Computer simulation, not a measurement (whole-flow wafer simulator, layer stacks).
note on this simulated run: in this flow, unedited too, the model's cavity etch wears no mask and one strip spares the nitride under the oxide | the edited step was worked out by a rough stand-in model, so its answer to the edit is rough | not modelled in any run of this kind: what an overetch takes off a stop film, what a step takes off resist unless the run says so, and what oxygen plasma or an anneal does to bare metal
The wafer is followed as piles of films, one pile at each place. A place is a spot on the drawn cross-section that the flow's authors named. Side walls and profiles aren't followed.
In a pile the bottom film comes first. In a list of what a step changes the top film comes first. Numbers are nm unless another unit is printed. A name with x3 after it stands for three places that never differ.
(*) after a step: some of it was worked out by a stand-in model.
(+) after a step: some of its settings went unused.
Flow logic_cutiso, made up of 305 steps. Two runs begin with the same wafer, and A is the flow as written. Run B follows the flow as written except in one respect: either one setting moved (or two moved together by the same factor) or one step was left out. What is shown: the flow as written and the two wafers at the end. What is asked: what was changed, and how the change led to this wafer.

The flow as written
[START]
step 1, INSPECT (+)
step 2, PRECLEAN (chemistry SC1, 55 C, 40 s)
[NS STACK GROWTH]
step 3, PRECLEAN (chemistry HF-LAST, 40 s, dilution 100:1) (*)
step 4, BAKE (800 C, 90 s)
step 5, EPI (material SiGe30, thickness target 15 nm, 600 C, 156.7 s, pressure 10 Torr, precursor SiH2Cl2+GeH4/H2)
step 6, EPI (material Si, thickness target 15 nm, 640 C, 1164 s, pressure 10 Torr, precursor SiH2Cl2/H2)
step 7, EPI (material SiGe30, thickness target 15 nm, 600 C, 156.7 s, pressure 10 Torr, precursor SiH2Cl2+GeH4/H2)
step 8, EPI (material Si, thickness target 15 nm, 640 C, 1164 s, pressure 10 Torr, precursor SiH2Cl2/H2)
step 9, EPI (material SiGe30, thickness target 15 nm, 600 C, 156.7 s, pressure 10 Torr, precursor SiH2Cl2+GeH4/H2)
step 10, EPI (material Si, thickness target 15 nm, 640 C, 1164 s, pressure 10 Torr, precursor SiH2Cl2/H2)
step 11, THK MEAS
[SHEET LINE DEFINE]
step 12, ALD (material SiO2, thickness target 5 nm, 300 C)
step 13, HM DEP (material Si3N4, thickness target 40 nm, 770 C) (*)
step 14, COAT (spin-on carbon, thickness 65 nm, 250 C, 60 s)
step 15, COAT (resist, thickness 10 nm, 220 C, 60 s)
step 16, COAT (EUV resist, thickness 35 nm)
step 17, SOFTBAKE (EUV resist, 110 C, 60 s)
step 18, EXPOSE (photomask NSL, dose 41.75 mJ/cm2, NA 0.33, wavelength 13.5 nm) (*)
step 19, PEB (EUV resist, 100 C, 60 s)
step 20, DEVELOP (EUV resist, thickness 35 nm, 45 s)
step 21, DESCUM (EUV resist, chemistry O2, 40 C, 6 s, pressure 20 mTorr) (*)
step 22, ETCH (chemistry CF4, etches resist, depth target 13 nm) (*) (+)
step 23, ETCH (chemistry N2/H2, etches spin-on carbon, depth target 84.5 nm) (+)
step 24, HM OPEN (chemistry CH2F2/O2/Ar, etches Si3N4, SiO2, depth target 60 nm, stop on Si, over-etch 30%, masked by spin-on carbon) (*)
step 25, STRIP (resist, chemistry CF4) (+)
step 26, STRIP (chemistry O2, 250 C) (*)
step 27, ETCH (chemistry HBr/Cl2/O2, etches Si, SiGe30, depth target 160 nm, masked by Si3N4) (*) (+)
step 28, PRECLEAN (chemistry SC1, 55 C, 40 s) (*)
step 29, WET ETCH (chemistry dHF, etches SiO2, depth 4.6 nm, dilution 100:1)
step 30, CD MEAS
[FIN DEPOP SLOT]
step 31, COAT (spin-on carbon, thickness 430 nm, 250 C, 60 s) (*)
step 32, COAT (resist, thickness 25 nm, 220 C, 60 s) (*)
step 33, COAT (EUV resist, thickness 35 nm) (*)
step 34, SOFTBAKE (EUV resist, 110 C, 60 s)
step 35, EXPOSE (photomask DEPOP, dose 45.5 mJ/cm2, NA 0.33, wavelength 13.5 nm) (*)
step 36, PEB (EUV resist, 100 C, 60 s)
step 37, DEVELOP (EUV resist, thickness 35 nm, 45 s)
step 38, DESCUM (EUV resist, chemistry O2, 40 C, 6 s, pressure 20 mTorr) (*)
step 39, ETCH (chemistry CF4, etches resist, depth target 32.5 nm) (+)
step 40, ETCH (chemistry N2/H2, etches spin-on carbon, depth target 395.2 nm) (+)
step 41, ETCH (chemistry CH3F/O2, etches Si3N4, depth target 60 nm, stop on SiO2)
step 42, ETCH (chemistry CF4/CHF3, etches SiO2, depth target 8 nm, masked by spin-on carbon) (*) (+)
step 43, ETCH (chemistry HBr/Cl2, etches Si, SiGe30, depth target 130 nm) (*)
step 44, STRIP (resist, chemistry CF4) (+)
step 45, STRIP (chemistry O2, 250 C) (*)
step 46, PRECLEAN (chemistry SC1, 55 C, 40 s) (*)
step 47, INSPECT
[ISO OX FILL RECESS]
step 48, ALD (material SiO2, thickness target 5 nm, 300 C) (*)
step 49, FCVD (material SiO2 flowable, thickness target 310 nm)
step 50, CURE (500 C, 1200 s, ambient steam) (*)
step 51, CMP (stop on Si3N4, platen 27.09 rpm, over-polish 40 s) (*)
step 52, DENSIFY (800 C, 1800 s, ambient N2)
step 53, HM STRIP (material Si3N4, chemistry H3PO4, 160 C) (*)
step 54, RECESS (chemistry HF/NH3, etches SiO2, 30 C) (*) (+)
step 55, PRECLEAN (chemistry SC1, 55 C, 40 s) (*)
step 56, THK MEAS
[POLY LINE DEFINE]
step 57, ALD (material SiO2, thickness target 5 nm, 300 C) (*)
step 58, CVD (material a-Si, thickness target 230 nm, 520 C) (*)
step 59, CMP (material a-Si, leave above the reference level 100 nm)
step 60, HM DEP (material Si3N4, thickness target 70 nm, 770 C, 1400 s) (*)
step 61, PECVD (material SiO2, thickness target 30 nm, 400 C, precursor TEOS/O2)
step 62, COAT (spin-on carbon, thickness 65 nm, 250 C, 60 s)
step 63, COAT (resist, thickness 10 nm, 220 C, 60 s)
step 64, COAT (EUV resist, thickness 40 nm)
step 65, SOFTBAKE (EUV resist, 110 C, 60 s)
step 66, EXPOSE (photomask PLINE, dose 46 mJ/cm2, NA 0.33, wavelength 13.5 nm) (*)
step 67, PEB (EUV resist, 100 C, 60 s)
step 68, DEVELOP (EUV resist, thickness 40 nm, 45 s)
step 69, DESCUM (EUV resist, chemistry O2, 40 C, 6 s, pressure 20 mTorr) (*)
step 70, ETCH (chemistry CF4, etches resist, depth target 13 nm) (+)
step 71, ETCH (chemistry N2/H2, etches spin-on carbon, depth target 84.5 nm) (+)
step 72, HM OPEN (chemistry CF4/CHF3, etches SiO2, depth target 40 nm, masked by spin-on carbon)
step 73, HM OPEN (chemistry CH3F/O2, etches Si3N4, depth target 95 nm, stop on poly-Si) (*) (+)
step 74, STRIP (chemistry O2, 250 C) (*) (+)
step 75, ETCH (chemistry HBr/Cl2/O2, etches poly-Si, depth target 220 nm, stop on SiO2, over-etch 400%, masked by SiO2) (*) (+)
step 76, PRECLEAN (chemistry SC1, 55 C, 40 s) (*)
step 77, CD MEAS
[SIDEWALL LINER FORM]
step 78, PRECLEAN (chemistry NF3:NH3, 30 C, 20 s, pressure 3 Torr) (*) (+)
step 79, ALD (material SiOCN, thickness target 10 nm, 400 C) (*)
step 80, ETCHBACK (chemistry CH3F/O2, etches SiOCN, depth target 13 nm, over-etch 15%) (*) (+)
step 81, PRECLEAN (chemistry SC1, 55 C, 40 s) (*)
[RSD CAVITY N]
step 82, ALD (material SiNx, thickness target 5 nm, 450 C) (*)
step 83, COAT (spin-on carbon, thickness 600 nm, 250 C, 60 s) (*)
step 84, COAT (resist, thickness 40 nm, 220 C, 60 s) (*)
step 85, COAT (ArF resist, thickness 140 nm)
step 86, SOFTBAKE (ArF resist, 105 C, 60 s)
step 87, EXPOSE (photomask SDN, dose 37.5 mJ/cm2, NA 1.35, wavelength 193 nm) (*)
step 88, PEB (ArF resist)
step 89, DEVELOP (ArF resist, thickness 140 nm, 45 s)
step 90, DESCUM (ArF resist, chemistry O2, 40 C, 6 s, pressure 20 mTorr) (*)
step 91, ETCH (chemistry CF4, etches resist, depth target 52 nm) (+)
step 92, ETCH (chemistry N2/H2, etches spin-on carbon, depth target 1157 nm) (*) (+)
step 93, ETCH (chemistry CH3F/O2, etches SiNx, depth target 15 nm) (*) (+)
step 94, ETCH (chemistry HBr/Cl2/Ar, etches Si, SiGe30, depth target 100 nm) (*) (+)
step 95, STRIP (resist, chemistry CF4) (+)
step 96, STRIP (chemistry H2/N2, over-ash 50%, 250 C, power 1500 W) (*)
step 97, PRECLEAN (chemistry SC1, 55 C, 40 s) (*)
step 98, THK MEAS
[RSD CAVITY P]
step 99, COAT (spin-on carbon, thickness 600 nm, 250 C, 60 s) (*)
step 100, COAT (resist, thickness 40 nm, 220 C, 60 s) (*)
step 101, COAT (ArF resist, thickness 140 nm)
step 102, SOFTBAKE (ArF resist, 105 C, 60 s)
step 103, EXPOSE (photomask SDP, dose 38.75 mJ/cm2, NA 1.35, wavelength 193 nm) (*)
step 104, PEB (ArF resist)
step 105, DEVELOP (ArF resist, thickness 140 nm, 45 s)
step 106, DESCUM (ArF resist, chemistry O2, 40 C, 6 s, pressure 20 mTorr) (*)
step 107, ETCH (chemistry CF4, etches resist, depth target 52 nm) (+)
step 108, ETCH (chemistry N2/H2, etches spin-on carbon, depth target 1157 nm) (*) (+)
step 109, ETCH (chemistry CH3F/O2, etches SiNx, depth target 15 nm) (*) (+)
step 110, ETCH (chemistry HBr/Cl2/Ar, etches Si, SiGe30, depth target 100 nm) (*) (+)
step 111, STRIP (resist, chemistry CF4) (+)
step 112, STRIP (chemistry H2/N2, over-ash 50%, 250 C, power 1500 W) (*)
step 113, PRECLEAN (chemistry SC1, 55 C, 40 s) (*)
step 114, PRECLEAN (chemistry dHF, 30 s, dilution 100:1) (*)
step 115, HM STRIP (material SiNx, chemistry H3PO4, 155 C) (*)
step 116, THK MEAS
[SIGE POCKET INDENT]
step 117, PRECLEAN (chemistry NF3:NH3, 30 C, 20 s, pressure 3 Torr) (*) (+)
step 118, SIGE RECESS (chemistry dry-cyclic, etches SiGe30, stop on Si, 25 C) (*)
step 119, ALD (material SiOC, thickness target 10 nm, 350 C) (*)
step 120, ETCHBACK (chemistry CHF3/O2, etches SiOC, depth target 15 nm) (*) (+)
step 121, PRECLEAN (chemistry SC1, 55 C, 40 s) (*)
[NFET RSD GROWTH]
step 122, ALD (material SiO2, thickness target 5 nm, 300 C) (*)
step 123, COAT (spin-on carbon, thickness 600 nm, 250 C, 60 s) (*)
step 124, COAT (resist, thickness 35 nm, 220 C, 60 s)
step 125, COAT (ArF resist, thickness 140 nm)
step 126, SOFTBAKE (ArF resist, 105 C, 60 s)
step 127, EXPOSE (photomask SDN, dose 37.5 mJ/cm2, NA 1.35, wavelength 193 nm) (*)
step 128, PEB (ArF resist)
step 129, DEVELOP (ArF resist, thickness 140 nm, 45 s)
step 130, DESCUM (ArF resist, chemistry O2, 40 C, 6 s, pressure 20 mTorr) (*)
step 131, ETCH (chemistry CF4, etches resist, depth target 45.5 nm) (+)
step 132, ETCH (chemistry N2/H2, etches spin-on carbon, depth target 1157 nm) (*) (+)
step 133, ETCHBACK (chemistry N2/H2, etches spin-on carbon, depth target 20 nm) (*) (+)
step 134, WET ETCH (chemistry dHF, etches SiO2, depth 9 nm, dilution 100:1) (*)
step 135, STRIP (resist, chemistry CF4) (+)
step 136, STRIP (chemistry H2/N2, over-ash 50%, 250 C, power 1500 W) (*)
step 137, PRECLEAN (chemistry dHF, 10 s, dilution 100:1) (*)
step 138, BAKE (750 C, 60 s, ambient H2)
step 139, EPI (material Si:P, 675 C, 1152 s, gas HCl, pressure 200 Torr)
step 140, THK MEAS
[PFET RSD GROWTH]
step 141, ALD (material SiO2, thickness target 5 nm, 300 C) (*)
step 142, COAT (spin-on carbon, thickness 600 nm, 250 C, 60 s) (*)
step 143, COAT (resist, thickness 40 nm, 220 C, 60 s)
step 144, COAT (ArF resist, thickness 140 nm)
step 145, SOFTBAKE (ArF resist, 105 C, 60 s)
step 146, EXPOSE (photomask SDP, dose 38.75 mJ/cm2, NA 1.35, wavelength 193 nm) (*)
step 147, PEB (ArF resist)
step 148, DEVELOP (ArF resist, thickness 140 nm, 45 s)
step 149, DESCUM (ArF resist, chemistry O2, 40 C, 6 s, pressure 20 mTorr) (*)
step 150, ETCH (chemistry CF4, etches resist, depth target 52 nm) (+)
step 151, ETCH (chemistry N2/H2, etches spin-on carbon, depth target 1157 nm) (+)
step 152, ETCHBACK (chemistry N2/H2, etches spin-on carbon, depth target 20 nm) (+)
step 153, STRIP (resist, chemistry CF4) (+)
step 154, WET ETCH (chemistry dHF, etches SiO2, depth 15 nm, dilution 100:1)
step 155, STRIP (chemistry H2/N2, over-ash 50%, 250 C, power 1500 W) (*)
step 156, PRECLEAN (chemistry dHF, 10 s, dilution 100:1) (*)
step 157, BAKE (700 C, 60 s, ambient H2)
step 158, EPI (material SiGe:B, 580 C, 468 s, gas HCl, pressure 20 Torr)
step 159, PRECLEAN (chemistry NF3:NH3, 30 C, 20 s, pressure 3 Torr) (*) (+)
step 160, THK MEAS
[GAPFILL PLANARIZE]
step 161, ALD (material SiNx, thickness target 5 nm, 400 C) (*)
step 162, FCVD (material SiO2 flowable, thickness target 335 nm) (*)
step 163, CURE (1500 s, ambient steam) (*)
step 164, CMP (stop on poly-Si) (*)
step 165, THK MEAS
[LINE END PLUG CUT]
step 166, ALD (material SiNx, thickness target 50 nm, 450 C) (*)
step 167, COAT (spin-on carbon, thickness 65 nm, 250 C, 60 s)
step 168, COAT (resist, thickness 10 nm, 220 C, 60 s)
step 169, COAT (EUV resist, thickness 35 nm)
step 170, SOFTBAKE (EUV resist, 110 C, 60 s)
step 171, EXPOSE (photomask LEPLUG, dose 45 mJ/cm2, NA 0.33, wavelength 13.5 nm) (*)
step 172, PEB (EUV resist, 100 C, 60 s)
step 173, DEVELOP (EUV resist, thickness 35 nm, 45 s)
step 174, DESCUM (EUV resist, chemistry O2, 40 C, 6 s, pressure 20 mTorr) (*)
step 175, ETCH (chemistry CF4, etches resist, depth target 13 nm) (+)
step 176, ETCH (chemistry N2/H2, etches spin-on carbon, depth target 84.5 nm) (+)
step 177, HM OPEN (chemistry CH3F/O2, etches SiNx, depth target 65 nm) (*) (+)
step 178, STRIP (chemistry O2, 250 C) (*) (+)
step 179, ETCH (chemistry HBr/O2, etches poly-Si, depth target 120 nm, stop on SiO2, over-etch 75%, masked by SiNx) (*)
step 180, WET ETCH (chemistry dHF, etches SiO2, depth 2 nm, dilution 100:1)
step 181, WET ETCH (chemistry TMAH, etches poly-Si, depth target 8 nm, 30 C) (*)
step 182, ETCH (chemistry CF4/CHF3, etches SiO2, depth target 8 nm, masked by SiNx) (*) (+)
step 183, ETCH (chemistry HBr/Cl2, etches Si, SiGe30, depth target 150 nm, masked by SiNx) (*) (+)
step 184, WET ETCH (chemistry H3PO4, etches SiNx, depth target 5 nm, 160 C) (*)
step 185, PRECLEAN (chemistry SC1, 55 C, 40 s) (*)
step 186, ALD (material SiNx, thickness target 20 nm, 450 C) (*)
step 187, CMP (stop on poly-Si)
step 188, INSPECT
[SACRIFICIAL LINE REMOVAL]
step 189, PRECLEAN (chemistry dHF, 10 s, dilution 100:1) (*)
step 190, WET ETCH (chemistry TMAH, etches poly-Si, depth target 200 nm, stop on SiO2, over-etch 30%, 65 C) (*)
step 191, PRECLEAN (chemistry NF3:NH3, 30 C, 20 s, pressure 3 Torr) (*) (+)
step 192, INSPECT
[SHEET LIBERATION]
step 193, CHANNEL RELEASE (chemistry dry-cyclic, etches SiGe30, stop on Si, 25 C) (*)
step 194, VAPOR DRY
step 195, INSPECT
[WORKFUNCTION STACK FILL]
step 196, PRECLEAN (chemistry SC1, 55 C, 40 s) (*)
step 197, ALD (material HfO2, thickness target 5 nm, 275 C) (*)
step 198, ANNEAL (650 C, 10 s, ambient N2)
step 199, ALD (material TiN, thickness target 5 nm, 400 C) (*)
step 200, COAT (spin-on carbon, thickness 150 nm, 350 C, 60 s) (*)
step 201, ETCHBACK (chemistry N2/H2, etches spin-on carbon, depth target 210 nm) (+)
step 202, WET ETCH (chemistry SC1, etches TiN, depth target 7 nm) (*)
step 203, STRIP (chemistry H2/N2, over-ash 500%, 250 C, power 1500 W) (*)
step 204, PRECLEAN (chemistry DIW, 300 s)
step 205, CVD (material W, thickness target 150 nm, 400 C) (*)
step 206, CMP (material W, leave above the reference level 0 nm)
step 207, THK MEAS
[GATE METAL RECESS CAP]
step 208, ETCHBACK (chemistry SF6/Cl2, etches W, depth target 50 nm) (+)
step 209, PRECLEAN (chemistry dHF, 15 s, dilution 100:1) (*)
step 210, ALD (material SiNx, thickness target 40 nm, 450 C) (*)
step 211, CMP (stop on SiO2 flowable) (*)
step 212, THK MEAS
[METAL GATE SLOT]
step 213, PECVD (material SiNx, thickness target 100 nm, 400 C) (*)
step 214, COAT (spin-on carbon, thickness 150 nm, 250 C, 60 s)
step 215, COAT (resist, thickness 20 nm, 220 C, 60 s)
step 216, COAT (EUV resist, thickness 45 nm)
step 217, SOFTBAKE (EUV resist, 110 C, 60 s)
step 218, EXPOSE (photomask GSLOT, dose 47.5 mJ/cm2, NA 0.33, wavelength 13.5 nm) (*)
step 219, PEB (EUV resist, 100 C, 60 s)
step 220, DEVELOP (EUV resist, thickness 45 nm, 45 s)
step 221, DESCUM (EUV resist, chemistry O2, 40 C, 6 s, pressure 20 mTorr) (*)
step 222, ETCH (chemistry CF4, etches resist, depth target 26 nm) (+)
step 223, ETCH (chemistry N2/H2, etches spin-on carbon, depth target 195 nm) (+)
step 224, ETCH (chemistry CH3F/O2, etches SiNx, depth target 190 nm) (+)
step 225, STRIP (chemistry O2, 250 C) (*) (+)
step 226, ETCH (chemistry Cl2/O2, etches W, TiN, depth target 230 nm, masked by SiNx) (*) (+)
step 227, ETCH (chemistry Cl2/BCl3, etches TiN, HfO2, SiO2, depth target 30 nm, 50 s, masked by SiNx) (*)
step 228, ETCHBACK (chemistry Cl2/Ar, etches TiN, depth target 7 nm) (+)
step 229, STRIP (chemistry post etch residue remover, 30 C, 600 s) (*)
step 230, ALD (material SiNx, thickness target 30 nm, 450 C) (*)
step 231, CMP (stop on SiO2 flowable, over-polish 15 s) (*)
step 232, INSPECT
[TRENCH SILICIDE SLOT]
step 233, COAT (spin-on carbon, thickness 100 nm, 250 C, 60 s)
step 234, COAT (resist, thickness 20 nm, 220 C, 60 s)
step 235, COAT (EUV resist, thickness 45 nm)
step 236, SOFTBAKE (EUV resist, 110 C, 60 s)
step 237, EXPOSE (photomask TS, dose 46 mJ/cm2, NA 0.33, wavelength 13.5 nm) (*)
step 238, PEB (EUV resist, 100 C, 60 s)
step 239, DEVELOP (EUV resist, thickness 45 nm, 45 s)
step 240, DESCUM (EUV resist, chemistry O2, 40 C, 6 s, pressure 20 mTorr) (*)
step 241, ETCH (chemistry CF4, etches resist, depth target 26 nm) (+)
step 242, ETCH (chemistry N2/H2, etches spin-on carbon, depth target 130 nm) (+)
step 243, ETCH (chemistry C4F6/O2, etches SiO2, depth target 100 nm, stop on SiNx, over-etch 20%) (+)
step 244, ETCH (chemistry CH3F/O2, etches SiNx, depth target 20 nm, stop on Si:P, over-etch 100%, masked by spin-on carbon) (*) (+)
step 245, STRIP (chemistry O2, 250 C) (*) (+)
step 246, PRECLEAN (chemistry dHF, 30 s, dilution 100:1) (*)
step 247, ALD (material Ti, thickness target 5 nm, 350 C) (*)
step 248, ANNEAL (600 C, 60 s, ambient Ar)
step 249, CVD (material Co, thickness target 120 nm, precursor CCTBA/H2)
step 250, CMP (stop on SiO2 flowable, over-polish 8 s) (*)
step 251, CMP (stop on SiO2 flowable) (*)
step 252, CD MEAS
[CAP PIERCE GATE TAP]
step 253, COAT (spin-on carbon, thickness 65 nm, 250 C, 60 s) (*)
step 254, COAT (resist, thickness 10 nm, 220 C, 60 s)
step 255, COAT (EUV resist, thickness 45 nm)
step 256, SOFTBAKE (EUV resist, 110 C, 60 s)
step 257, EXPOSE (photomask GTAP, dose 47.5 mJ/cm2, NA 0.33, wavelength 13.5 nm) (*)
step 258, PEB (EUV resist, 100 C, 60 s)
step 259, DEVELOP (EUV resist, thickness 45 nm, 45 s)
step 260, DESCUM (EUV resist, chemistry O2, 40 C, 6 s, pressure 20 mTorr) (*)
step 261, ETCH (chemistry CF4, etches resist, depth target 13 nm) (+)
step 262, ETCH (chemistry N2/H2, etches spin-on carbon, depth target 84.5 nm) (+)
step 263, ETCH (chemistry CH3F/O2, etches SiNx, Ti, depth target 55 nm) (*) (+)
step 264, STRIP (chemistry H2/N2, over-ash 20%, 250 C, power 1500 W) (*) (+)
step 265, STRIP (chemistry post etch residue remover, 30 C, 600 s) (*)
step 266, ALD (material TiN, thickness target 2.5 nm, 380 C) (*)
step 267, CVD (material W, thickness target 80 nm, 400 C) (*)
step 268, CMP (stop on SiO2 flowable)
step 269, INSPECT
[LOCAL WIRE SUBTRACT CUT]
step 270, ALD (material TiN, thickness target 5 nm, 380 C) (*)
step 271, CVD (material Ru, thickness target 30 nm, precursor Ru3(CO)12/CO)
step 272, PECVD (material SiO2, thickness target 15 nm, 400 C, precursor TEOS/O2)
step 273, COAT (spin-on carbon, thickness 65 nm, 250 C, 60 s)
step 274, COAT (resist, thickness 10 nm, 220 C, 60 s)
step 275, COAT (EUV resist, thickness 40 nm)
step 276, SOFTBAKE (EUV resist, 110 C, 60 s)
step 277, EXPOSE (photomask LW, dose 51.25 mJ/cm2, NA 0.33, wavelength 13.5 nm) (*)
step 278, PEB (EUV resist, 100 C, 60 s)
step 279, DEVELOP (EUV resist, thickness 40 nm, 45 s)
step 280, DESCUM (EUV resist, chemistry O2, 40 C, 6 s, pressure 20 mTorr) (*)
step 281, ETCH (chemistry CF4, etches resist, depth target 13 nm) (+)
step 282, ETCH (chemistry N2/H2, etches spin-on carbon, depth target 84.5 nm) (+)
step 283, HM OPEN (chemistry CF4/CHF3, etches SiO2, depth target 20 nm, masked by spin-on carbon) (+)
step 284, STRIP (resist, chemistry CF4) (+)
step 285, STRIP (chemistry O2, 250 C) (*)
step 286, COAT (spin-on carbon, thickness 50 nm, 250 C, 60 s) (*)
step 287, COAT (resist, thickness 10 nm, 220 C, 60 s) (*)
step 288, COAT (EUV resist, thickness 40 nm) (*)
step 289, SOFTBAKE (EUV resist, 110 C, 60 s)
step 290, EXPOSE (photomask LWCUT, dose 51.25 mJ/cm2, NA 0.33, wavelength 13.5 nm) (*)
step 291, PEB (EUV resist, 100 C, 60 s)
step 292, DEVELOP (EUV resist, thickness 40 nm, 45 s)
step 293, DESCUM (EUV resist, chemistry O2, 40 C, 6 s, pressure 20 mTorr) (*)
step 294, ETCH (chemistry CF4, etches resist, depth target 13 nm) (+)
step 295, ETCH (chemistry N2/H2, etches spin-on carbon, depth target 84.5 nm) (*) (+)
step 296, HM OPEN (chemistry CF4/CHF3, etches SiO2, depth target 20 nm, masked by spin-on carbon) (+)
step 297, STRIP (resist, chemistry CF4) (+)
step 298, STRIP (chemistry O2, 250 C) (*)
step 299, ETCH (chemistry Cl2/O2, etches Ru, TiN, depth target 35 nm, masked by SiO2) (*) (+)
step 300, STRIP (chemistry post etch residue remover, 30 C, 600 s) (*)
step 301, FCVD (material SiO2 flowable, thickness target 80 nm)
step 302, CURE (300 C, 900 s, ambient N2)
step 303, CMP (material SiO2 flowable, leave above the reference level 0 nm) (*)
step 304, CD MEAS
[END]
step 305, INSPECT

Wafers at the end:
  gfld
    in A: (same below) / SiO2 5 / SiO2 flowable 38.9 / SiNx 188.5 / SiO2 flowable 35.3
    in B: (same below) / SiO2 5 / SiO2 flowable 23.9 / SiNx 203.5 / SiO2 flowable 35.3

What caused this: step 227, ETCH: depth target 45 nm was run, while the flow as written has depth target 30 nm.

How this came from the change, step by step:
  step 227, ETCH (chemistry Cl2/BCl3, etches TiN, HfO2, SiO2, depth target 30 nm, 50 s, masked by SiNx) (*)
      gfld: A HfO2 loses 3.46 (all of it), SiO2 flowable loses 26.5 | B HfO2 loses 3.46 (all of it), SiO2 flowable loses 41.5
  step 230, ALD (material SiNx, thickness target 30 nm, 450 C) (*)
      gfld: A SiNx gains 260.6 (new film) | B SiNx gains 275.6 (new film)
